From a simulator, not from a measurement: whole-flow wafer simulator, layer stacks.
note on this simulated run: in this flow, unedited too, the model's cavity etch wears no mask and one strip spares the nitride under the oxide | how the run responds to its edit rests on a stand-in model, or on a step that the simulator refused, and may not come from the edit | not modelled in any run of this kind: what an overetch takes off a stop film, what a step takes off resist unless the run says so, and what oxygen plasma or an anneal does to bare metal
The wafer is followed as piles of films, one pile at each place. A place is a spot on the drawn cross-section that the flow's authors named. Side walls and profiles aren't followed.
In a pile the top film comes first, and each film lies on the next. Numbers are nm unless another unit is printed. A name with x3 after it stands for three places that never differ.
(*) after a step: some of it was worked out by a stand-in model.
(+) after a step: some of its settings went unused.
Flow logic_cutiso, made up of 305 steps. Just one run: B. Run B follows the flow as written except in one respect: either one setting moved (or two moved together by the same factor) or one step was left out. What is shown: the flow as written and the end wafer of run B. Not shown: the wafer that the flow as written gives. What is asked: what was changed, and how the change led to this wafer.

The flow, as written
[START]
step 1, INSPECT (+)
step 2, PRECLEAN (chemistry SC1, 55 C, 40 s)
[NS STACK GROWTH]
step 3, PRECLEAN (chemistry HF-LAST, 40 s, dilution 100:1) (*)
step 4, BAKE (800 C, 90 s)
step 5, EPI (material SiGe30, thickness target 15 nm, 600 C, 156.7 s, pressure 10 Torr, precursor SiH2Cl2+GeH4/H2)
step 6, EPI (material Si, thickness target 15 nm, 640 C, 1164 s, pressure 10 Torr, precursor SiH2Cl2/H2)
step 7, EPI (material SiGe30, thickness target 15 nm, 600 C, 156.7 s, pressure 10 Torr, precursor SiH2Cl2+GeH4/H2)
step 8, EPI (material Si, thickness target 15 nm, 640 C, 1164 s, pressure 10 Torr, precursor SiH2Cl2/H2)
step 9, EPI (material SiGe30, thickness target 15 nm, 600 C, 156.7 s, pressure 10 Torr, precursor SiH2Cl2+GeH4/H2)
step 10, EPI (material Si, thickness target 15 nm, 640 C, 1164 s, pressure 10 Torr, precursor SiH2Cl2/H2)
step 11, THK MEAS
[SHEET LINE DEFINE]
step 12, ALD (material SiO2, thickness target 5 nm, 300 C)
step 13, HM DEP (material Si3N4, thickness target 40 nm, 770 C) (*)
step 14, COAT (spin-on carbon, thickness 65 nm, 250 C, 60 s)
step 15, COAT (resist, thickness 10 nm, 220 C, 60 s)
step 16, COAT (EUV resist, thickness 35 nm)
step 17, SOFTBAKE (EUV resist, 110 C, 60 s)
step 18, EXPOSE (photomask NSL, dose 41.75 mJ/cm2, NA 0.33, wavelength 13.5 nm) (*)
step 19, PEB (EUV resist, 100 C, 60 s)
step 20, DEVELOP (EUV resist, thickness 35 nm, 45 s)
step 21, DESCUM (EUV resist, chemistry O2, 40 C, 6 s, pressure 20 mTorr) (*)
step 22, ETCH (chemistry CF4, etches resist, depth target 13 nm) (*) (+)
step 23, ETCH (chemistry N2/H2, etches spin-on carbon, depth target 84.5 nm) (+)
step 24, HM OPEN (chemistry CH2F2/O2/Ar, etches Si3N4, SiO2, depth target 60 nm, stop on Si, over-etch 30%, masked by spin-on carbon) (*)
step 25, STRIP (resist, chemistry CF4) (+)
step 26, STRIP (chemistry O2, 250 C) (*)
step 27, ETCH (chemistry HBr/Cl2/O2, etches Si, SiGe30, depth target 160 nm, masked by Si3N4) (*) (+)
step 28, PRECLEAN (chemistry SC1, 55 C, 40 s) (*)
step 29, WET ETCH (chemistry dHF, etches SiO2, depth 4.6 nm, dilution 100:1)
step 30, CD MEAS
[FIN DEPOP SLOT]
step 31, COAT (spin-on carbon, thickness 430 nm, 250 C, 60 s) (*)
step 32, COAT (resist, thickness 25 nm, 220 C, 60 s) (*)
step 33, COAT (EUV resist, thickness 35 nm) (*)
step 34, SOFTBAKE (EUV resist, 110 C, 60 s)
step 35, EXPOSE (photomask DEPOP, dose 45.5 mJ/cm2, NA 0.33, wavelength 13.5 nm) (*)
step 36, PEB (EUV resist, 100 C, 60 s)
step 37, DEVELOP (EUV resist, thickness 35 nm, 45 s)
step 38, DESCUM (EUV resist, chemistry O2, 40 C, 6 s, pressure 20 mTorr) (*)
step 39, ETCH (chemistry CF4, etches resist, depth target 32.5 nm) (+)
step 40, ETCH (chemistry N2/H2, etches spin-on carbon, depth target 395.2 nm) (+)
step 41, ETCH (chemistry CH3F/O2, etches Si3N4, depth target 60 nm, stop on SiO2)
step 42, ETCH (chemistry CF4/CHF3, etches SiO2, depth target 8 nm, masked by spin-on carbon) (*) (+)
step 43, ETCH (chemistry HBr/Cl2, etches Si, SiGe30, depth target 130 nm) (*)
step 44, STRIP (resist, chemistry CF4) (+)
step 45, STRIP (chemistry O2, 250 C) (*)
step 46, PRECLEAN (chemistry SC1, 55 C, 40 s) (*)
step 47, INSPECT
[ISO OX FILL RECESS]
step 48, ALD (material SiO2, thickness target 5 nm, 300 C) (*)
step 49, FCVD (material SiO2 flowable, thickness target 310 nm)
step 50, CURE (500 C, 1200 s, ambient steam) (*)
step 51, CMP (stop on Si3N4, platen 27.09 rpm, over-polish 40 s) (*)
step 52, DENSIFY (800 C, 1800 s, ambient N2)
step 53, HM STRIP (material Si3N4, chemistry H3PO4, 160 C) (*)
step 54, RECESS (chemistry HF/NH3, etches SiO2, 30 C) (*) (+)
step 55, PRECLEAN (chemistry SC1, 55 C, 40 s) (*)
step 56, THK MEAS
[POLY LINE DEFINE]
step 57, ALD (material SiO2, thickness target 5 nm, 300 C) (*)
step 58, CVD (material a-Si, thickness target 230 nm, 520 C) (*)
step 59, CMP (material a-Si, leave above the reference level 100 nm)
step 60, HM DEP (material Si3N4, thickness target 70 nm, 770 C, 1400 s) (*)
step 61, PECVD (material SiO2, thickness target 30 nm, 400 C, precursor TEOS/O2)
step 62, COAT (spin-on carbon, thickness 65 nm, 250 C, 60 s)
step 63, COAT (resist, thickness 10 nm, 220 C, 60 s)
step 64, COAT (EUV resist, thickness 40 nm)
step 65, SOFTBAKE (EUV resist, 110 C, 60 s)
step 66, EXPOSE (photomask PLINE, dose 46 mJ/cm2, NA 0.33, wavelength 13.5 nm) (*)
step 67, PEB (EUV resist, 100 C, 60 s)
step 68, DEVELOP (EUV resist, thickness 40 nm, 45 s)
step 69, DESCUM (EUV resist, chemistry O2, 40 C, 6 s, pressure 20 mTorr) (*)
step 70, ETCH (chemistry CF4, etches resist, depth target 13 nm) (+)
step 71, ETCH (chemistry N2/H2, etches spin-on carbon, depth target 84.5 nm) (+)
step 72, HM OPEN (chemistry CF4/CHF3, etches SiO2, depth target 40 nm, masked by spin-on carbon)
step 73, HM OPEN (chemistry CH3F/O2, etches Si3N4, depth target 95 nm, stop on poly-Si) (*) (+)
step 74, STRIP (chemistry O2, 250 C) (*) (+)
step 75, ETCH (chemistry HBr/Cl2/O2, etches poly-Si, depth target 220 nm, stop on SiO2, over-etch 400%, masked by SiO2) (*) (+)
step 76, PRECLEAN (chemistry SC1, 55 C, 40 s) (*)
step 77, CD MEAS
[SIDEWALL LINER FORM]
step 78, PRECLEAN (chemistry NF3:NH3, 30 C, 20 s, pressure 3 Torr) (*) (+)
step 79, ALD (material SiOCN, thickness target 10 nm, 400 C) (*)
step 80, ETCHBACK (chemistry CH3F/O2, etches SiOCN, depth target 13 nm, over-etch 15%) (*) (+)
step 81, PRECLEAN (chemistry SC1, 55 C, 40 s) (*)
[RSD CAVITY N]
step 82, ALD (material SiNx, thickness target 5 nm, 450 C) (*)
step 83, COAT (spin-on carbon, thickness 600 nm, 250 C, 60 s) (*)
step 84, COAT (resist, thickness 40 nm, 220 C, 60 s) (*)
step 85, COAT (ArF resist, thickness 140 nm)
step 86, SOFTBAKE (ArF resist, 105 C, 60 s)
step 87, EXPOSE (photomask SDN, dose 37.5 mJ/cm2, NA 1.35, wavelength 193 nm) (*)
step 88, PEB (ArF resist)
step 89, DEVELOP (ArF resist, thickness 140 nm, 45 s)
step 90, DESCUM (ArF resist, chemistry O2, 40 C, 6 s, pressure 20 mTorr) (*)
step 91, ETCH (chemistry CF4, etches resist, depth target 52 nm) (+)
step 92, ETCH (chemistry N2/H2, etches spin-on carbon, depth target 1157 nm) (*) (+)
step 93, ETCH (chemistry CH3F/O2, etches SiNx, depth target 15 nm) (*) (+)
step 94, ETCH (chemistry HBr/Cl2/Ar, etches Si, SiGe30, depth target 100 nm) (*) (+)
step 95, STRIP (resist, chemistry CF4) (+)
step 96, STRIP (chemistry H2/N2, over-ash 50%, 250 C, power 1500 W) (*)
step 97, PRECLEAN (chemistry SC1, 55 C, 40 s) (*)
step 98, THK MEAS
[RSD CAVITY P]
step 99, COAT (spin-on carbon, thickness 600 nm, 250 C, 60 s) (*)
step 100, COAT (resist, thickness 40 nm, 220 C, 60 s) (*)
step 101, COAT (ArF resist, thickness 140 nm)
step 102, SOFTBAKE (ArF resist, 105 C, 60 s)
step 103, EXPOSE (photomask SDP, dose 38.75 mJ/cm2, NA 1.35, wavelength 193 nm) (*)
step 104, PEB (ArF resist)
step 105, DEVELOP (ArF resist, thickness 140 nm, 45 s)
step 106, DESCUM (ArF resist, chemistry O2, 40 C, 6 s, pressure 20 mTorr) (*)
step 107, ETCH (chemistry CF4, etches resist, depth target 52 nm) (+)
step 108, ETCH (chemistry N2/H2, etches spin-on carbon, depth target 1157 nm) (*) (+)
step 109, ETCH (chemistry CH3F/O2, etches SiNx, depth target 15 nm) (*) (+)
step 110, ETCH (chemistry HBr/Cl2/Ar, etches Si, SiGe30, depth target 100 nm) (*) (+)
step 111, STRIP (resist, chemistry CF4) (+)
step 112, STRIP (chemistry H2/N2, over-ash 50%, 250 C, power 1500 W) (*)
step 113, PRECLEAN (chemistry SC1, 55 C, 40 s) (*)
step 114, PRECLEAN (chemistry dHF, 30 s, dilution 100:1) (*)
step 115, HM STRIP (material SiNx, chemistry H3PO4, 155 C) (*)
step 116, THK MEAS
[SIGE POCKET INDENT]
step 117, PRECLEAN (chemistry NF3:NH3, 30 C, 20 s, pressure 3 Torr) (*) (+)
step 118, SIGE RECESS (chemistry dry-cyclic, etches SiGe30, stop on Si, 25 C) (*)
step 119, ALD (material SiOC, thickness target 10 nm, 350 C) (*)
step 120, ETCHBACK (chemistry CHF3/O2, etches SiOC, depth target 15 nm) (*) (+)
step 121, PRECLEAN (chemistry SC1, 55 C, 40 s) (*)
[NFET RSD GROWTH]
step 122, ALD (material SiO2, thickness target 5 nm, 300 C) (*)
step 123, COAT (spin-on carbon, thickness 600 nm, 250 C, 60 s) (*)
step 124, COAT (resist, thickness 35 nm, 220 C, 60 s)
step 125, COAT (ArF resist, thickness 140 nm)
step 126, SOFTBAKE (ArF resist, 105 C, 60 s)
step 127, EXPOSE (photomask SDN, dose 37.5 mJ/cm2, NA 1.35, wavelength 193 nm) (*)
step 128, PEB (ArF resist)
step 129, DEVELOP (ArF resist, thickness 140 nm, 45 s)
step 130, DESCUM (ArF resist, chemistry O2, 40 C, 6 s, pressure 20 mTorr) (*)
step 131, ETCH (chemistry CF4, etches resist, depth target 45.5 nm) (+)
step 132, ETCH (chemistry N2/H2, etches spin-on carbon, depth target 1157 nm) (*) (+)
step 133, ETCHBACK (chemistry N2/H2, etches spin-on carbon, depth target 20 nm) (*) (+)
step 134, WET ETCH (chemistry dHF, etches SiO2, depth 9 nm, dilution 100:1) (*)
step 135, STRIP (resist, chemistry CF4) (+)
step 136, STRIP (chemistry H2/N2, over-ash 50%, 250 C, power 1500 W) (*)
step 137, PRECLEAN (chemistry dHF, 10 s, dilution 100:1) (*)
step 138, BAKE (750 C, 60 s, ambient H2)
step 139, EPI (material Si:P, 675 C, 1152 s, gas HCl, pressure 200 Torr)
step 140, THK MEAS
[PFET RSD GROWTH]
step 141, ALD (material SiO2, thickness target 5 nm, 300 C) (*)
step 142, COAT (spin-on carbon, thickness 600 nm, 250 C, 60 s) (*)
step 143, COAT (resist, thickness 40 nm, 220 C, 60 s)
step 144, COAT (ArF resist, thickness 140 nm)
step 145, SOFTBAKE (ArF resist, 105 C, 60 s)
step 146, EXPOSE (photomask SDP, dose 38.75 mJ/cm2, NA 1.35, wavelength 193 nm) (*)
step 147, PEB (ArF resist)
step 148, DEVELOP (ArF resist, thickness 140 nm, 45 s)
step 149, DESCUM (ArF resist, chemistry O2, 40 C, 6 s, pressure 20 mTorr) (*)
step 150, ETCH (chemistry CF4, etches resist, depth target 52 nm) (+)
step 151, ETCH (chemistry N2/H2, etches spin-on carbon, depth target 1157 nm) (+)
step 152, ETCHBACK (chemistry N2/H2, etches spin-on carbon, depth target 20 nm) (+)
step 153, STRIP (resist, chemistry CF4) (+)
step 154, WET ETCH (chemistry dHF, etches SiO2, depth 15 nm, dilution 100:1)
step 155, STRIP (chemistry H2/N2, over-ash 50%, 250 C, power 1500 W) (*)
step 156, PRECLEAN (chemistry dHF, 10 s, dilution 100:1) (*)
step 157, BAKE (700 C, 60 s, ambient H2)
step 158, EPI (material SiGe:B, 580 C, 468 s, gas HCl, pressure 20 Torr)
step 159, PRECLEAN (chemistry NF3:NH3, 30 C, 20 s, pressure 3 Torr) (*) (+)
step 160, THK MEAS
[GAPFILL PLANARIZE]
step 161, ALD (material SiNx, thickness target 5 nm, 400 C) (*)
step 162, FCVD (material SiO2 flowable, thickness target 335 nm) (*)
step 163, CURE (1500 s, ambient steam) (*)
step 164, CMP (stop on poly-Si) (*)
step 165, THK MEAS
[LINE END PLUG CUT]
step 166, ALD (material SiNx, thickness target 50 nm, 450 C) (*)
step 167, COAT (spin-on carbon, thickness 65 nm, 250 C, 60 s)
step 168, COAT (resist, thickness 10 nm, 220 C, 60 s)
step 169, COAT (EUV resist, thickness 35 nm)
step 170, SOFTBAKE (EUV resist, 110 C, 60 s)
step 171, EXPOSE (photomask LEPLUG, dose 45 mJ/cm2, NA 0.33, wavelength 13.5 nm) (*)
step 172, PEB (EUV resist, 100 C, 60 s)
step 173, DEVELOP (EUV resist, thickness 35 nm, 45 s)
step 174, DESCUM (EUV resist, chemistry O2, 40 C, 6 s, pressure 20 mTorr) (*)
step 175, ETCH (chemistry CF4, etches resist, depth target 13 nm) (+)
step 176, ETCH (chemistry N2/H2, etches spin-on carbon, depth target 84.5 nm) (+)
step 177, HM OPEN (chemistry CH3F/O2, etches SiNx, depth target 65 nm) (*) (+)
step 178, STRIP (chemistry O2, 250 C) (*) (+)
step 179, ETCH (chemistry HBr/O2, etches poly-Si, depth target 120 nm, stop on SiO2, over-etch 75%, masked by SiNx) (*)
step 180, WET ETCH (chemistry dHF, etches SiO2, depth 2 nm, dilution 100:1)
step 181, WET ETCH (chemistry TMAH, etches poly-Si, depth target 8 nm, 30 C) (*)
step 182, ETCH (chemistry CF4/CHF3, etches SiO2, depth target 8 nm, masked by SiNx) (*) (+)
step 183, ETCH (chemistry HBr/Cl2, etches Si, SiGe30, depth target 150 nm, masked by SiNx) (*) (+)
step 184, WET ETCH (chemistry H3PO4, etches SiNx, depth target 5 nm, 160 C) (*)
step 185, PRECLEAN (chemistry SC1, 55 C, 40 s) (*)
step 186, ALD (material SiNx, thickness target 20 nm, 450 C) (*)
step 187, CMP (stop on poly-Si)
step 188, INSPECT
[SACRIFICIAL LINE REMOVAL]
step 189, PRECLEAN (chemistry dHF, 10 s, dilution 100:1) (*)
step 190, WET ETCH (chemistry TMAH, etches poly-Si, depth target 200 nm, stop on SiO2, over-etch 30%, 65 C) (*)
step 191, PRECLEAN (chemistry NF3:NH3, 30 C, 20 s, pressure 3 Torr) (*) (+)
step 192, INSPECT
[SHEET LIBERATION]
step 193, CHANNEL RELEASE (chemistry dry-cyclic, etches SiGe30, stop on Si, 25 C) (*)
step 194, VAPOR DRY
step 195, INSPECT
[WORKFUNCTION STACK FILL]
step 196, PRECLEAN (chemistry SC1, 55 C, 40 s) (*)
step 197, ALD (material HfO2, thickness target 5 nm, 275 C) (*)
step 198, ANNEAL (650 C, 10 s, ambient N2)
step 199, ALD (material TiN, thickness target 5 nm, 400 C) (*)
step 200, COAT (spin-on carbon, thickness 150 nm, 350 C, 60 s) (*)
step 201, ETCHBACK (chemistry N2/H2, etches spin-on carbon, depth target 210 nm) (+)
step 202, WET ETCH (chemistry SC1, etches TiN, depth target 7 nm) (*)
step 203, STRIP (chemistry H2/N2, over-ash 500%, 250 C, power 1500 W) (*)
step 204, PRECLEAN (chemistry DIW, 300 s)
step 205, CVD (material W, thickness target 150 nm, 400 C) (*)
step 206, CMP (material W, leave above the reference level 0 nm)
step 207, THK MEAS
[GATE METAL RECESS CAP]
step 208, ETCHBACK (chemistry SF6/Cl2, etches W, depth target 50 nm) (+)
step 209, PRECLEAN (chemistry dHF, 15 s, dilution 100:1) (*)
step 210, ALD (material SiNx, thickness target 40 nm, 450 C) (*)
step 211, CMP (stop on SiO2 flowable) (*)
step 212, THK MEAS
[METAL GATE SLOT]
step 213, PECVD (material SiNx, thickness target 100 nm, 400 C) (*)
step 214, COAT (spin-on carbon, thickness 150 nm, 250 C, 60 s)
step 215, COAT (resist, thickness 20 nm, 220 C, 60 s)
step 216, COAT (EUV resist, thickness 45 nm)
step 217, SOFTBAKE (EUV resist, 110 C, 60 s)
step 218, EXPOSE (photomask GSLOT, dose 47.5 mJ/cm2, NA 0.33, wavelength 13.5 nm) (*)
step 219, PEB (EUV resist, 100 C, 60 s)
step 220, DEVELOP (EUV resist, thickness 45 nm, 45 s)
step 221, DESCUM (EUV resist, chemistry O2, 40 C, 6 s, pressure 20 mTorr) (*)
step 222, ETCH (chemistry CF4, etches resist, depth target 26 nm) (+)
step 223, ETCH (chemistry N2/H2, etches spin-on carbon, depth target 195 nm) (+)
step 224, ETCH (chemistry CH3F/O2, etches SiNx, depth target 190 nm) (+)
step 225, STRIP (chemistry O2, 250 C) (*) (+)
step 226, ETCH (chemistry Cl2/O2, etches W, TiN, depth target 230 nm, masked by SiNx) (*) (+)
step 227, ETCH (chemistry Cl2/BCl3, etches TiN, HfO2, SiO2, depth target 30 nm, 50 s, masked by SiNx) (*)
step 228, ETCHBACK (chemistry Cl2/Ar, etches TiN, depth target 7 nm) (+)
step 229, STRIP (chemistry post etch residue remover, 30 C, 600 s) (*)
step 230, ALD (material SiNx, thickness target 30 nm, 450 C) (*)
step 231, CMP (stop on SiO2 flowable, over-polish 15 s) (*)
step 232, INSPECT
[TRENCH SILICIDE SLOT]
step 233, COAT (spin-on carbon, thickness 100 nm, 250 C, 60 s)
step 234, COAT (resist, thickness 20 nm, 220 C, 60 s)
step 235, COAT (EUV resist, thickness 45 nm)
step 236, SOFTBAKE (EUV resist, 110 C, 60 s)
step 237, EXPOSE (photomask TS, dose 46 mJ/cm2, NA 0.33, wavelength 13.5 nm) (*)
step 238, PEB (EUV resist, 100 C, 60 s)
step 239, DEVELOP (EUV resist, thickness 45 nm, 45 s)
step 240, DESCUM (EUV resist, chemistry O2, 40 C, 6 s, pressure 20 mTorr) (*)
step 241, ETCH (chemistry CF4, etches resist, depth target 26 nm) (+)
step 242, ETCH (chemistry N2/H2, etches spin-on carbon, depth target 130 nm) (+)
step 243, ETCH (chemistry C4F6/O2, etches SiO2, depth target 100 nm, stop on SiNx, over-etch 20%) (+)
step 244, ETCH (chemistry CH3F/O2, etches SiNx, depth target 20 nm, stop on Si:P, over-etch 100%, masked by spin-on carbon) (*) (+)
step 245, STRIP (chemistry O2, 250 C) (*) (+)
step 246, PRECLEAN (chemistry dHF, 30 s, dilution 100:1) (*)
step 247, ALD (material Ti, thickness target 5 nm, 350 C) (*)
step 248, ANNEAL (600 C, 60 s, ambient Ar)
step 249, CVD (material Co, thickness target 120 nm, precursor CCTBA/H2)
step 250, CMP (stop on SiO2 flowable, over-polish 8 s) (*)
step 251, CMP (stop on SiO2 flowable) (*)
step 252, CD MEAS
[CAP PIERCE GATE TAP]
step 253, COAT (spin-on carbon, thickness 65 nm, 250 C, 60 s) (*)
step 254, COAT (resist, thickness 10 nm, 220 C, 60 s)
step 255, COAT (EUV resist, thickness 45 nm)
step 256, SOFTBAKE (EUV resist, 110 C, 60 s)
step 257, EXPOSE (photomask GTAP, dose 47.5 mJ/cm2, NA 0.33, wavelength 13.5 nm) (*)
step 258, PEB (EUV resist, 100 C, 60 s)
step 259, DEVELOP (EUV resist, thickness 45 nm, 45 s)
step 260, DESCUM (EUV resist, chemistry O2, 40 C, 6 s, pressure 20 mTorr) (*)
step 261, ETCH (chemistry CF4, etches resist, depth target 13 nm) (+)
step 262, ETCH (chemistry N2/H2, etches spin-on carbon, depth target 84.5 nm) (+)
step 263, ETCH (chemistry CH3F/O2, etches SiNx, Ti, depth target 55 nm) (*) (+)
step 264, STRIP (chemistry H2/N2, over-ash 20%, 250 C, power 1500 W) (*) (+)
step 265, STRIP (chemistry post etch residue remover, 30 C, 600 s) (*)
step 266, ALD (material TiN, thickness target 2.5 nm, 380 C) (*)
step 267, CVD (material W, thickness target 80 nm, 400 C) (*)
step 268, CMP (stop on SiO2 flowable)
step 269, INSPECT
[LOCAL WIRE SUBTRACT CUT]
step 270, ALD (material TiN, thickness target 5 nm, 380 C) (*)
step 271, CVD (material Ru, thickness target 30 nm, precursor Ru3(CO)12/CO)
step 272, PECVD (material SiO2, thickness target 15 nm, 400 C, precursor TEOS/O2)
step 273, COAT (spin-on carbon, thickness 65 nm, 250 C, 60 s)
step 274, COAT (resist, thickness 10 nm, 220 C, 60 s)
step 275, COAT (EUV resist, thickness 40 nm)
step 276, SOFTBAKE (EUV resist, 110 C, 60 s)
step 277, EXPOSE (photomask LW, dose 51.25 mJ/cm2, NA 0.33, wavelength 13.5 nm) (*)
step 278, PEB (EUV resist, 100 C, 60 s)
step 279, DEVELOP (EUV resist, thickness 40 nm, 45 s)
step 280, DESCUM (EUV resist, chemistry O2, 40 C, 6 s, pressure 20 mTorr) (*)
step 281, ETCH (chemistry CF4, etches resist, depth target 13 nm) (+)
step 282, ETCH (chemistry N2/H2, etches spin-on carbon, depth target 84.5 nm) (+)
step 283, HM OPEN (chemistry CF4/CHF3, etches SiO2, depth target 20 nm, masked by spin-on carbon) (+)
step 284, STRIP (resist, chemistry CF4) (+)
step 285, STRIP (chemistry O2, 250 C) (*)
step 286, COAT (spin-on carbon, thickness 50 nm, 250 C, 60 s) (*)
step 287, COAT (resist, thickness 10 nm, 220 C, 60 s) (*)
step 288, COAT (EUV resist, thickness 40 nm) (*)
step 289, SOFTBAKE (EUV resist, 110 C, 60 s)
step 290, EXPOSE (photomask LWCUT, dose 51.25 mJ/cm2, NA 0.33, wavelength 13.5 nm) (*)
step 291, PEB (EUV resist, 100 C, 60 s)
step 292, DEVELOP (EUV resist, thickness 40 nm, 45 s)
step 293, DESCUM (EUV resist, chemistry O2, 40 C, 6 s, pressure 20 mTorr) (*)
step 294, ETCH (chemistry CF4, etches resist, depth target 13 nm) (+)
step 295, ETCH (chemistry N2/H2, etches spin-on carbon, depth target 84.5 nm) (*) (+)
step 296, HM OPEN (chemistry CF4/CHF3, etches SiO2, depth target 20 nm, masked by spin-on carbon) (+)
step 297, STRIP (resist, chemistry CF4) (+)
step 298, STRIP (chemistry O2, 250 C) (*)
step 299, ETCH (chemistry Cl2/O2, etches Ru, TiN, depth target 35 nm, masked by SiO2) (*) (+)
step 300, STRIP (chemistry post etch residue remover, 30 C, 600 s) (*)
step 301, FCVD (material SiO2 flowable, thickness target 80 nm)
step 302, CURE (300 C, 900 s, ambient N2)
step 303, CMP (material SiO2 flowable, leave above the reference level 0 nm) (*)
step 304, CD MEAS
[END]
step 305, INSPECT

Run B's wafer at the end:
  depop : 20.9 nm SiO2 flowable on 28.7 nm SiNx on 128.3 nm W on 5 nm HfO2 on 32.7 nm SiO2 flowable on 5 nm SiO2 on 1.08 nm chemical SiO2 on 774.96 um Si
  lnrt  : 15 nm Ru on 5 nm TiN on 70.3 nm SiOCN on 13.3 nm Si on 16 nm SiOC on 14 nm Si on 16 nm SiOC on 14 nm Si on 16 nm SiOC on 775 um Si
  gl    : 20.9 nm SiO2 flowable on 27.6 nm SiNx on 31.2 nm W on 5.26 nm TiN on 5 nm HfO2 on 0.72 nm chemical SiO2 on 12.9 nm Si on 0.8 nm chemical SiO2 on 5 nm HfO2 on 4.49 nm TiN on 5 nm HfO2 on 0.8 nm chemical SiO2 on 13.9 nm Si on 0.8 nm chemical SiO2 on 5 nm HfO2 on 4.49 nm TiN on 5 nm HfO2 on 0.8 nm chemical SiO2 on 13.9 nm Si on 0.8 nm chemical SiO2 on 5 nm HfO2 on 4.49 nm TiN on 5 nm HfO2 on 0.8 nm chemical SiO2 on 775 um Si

Cause: step 271, CVD: thickness target 15 nm was run, whereas the flow has thickness target 30 nm.
The wafer lets one read it off: lnrt has Ru 15, and step 271 as written asks for 30 nm.

How this came from the change, step by step:
  step 271, CVD (material Ru, thickness target 30 nm, precursor Ru3(CO)12/CO)
      depop, dpovl, gfld and 19 more: +15 Ru (new film) (it would be, as written: +30 Ru (new film))
  step 299, ETCH (chemistry Cl2/O2, etches Ru, TiN, depth target 35 nm, masked by SiO2) (*) (+)
      depop, dpovl, gfld and 9 more: -14.6 Ru (all of it), -5 TiN (all of it), -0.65 SiNx (it would be, as written: -29.6 Ru (all of it), -5 TiN (all of it))
      iso, rsdx: -14.6 Ru (all of it), -5 TiN (all of it), -0.33 SiO2 flowable (it would be, as written: -29.6 Ru (all of it), -5 TiN (all of it))
      (and at 4 other places as well)
  step 301, FCVD (material SiO2 flowable, thickness target 80 nm)
      gfld, gl, glp, gxf, gxn, gxp, plug: +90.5 SiO2 flowable (new film) (it would be, as written: +94.4 SiO2 flowable (new film))
      lnrt, rsdn, rsdp, tap: +55.6 SiO2 flowable (new film) (it would be, as written: +45.3 SiO2 flowable (new film))
      (and at 6 other places as well)
  step 303, CMP (material SiO2 flowable, leave above the reference level 0 nm) (*)
      gfld, gl, glp and 10 more: -69.6 SiO2 flowable (it would be, as written: -59.2 SiO2 flowable)
      depop, dpovl, isow, ns, nsgap: -59.1 SiO2 flowable (it would be, as written: -44.7 SiO2 flowable)
      (and at 4 other places as well)
